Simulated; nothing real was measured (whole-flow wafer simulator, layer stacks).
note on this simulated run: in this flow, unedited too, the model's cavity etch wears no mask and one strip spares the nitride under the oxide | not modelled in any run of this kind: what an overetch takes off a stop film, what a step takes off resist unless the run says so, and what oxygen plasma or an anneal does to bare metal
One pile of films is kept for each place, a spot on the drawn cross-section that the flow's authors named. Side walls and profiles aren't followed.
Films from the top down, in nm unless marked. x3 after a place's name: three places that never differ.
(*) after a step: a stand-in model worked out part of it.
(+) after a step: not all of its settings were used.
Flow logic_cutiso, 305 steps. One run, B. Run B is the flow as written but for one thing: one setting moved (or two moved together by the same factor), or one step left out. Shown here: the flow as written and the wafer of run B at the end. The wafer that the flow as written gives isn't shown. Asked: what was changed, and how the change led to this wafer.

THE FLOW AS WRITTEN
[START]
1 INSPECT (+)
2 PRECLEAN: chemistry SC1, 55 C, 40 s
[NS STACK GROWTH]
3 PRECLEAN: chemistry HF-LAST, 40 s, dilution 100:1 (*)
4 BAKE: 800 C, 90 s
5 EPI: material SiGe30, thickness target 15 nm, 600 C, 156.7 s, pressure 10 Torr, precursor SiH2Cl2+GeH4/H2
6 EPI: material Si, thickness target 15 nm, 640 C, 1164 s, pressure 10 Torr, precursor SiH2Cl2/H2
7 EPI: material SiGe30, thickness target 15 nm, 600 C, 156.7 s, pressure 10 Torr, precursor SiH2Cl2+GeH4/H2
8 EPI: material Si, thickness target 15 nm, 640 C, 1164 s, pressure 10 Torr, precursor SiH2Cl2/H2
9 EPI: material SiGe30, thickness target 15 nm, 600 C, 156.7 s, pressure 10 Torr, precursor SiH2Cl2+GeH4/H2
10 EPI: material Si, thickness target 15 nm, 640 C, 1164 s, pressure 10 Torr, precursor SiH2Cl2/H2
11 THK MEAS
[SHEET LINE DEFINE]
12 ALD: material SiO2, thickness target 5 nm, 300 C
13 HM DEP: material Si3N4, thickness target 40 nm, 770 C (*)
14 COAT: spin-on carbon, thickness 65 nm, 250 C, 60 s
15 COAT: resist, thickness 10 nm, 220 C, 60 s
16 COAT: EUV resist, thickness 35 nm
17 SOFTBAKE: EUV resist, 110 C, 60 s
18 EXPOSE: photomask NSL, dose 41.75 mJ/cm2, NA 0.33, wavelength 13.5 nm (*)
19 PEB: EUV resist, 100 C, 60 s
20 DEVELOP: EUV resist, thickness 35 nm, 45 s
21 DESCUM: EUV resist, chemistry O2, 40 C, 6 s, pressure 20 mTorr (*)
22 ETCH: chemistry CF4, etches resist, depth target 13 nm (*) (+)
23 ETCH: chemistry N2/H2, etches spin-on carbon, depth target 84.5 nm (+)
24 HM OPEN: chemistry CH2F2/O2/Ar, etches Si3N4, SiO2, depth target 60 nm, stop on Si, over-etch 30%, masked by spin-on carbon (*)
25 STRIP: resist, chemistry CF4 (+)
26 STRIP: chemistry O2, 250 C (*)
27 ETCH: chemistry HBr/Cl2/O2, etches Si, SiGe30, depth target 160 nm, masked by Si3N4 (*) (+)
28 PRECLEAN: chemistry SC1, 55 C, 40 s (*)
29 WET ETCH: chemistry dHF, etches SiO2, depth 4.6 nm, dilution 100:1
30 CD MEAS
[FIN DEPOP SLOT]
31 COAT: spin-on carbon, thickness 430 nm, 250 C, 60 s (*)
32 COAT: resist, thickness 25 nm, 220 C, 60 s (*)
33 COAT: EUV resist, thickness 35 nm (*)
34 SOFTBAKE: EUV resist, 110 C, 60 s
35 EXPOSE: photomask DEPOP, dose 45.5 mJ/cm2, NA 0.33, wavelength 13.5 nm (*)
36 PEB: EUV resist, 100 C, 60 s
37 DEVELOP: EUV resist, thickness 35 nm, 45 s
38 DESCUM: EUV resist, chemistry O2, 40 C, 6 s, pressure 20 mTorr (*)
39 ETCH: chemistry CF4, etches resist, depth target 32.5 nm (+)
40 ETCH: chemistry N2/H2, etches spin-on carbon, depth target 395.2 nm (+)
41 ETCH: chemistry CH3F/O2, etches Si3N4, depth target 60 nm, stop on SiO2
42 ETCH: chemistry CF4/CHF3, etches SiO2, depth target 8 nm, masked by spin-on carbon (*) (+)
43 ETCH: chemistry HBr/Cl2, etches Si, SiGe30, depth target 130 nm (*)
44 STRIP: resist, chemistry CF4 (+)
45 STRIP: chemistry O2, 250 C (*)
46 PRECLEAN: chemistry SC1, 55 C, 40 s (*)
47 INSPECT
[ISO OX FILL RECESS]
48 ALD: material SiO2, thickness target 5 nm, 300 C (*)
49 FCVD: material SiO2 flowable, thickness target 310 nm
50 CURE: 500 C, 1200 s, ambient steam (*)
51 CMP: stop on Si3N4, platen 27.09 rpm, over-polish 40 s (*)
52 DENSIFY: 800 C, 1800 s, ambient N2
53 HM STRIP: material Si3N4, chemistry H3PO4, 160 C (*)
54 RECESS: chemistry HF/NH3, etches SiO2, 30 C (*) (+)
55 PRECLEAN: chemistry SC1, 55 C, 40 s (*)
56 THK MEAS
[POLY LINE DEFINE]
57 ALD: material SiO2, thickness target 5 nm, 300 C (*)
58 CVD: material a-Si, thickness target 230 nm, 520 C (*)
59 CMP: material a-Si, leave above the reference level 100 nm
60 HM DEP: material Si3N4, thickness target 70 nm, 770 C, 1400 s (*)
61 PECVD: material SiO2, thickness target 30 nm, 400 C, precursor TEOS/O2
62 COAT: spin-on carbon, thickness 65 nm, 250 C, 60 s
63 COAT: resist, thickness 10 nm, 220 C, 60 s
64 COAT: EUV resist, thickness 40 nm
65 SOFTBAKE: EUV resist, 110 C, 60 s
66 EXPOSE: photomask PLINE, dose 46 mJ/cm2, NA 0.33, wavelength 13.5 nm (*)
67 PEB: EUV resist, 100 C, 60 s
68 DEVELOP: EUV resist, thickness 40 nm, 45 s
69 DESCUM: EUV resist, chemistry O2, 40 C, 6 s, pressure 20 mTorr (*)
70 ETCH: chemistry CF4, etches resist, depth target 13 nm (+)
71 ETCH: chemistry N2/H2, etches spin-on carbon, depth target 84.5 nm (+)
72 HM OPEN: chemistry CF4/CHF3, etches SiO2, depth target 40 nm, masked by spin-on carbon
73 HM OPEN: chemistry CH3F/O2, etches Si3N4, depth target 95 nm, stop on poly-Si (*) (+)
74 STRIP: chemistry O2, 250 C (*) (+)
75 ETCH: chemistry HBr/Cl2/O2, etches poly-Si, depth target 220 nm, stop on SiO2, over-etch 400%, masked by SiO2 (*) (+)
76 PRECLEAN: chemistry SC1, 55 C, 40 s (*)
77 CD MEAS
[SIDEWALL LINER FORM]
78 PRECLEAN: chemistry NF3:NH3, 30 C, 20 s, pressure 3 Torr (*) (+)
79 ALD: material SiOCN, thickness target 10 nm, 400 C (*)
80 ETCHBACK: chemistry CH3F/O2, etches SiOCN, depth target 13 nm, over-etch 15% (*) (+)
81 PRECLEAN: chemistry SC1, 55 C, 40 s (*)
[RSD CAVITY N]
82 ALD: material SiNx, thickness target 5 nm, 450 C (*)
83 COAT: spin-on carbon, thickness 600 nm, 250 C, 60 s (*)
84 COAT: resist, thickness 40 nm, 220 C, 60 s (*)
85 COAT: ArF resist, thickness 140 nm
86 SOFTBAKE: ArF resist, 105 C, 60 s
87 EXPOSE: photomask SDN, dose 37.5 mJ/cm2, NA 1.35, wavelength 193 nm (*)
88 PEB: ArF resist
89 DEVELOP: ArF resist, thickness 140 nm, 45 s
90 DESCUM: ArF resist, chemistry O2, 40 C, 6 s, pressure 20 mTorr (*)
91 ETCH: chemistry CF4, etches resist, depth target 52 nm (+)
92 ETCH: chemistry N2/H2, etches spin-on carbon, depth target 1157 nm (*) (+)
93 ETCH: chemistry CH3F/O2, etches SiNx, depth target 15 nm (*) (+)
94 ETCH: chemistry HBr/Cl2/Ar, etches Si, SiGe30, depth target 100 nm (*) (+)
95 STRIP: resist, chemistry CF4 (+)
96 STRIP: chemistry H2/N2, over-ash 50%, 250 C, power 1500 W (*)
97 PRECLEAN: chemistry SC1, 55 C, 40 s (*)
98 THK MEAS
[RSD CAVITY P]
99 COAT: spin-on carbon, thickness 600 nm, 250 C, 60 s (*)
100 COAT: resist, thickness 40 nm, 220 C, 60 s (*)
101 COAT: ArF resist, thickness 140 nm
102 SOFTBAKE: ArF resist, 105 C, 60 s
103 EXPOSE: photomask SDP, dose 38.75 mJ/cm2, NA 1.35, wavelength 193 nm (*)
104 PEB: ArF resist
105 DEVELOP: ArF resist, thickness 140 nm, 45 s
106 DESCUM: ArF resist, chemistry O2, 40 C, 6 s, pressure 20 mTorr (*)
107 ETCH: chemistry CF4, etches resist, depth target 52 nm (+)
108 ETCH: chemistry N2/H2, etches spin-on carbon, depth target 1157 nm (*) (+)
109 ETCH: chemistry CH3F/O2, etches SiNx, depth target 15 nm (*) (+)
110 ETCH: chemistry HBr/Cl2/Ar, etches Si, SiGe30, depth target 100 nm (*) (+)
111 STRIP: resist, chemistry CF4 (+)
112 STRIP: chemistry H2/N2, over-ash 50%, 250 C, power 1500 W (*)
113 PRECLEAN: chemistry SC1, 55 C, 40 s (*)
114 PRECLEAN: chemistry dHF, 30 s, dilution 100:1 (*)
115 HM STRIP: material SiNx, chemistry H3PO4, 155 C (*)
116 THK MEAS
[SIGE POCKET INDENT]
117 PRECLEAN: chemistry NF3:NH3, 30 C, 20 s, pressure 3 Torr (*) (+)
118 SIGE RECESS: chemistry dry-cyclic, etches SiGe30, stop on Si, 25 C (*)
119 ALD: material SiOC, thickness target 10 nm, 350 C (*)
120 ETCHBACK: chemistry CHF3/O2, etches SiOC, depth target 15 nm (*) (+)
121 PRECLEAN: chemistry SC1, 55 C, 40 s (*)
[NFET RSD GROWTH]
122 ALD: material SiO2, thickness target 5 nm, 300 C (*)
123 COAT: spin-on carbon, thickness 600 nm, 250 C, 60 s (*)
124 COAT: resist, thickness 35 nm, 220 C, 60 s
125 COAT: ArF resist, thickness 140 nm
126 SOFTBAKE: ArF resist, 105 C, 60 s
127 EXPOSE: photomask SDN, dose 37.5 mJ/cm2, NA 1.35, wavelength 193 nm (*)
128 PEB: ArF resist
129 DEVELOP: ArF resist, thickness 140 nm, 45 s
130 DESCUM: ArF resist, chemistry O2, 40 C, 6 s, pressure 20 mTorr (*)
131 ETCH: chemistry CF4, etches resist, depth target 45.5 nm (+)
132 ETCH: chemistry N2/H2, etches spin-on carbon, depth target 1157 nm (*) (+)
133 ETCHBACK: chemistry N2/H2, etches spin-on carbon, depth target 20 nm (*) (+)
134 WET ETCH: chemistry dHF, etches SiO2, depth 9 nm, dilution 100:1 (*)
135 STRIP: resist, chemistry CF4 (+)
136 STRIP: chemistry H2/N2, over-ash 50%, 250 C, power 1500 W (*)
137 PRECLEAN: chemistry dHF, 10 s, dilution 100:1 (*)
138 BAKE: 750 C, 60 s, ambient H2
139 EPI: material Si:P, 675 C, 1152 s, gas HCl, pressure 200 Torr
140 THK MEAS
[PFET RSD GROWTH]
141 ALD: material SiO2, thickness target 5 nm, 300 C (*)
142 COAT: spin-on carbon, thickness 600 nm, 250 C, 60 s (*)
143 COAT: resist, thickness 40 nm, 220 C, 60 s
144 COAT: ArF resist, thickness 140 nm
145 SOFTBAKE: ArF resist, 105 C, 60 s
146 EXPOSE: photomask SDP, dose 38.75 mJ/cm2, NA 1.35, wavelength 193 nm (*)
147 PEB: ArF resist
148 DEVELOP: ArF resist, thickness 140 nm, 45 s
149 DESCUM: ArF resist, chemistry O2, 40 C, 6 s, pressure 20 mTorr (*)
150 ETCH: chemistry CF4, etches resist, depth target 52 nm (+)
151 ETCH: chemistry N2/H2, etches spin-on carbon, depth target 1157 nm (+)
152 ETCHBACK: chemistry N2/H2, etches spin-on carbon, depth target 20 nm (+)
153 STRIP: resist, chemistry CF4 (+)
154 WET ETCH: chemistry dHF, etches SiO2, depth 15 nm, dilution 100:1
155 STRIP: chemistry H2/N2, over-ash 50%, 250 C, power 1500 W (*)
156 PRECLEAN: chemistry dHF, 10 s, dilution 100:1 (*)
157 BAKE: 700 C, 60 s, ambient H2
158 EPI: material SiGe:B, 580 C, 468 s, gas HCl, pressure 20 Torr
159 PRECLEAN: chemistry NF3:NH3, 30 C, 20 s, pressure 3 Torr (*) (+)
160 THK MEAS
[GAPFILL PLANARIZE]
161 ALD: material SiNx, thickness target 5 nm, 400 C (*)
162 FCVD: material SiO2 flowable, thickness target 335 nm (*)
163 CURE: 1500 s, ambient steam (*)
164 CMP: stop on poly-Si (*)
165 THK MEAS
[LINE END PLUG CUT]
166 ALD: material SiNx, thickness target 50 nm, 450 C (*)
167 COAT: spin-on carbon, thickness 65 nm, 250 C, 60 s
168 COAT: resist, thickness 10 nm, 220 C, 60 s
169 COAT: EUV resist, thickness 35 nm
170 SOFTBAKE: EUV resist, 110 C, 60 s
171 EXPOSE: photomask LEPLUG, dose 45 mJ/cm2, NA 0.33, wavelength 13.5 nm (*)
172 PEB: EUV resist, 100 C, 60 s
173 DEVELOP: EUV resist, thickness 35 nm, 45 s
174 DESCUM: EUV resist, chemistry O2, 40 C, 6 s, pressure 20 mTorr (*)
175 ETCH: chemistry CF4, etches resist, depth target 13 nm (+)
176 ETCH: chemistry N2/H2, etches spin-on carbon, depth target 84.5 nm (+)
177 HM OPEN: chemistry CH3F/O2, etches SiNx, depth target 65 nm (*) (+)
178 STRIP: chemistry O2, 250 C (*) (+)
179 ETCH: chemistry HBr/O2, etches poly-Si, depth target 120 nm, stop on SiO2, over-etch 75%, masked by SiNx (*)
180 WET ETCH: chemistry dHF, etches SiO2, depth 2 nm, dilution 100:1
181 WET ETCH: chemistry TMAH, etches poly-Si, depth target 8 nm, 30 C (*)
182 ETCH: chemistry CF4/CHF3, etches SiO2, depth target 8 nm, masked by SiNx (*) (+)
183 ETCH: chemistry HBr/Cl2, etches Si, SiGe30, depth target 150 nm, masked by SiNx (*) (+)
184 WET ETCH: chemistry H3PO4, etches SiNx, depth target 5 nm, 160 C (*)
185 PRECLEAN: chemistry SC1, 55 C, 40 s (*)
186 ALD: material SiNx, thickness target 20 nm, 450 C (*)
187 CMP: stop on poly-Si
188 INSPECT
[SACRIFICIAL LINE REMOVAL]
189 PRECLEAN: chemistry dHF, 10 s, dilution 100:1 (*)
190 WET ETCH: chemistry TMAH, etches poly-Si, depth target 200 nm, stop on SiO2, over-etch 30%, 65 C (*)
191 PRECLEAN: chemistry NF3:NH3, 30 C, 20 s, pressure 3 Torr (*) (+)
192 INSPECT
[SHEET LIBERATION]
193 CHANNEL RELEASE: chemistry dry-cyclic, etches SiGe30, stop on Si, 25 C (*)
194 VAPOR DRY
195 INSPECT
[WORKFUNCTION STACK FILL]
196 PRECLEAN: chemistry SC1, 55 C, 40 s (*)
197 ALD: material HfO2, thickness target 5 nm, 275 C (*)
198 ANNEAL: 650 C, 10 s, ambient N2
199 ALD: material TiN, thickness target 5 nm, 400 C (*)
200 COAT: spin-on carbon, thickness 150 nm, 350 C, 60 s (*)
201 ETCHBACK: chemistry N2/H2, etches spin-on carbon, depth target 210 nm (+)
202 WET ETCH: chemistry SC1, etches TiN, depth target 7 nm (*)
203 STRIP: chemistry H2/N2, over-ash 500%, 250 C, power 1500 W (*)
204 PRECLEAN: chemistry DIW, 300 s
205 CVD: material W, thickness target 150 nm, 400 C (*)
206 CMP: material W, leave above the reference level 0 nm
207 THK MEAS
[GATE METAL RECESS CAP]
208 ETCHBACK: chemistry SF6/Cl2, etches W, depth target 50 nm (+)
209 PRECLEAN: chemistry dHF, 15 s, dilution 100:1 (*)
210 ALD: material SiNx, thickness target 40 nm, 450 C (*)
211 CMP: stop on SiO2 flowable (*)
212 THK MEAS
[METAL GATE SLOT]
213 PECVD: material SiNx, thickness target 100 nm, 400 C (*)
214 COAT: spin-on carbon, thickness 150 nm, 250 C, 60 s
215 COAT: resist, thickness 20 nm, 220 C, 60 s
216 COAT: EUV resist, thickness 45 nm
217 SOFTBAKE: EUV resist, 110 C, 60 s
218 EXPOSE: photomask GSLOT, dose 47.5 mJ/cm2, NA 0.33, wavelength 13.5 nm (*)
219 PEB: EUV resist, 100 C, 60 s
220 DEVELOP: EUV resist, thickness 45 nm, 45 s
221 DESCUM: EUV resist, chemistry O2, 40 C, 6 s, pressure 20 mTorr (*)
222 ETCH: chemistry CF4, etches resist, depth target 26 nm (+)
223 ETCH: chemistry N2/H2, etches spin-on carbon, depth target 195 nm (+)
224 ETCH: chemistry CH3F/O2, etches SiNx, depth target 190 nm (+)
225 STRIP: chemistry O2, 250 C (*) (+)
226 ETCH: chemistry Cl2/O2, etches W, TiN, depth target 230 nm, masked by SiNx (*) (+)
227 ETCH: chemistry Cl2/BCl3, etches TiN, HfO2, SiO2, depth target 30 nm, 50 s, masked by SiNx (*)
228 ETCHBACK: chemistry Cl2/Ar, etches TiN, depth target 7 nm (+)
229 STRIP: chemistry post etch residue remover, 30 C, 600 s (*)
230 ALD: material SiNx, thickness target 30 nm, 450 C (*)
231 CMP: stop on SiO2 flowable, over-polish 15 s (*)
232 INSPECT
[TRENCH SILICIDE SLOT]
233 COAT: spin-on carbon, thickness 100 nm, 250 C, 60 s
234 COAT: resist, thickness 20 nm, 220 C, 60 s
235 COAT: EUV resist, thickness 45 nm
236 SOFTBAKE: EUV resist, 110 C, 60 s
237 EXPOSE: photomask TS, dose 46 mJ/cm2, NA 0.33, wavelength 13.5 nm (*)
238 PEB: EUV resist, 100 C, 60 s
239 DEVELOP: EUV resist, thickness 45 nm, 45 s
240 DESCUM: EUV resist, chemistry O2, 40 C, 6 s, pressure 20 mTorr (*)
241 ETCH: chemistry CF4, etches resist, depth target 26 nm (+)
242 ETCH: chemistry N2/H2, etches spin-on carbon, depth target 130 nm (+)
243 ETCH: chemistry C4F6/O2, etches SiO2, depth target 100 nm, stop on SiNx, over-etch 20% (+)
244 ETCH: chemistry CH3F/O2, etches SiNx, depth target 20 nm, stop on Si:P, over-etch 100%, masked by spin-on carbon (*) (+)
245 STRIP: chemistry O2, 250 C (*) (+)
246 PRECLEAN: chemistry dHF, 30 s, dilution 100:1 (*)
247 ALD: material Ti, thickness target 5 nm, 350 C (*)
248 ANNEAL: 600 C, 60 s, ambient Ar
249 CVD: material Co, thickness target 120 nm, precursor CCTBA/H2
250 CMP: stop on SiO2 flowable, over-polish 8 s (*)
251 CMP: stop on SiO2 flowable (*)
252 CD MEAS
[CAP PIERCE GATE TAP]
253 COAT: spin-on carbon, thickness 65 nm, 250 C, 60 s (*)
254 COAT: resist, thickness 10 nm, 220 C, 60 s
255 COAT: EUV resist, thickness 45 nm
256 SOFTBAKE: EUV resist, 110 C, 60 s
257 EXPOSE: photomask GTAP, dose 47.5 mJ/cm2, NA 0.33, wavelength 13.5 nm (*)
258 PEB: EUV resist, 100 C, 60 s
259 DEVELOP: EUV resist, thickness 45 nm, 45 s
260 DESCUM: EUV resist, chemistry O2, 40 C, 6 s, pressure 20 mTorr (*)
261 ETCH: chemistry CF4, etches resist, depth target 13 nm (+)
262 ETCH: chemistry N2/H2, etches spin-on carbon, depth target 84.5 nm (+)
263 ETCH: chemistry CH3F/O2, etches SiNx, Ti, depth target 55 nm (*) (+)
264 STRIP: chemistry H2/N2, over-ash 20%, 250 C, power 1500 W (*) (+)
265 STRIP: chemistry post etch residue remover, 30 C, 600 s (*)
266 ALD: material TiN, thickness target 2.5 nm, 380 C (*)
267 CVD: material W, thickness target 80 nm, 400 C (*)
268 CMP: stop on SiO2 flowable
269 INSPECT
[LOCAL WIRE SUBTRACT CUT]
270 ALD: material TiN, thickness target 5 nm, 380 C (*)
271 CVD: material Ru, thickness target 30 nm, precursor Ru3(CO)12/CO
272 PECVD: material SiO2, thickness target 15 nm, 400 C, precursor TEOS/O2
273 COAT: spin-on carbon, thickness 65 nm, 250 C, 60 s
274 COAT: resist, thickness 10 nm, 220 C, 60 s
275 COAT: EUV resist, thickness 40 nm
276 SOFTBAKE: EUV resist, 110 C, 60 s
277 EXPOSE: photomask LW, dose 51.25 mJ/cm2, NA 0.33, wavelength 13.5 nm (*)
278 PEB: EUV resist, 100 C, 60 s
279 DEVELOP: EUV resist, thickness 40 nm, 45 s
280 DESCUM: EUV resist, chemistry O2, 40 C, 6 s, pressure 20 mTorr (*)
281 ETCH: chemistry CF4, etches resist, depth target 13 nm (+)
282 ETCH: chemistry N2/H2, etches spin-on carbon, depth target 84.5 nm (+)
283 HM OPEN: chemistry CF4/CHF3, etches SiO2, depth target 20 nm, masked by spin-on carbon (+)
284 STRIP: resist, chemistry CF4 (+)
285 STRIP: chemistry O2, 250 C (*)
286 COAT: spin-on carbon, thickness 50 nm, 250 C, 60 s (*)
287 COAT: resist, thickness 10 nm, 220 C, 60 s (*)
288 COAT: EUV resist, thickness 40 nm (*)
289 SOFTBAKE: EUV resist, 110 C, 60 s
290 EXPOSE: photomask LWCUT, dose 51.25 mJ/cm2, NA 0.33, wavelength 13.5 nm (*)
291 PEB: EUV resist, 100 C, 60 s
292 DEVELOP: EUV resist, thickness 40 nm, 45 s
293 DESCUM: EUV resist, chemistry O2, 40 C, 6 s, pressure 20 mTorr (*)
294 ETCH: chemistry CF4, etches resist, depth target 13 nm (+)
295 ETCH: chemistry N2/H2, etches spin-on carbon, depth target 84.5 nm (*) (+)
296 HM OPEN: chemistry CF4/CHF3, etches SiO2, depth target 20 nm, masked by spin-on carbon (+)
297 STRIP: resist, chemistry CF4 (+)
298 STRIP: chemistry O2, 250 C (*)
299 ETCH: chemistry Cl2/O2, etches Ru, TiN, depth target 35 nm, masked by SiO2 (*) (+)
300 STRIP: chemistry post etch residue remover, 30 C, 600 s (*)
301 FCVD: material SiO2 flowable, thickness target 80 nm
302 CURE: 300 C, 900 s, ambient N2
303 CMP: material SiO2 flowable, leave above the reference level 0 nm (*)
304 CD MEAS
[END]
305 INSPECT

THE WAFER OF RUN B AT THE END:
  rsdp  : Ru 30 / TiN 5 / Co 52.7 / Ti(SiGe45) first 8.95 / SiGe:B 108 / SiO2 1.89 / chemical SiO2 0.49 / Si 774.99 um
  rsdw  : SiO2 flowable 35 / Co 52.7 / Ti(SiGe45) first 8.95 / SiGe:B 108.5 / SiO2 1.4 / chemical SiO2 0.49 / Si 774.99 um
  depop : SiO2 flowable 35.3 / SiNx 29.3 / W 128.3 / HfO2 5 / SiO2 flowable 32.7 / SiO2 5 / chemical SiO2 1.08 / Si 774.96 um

The cause: step 154, WET ETCH: chemistry dHF, etches SiO2, depth 15 nm, dilution 100:1, was left out.

How the change led to this, step by step:
  156 PRECLEAN: chemistry dHF, 10 s, dilution 100:1 (*)
      rsdp, rsdw: SiO2 -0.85 (as written it would be: nothing)
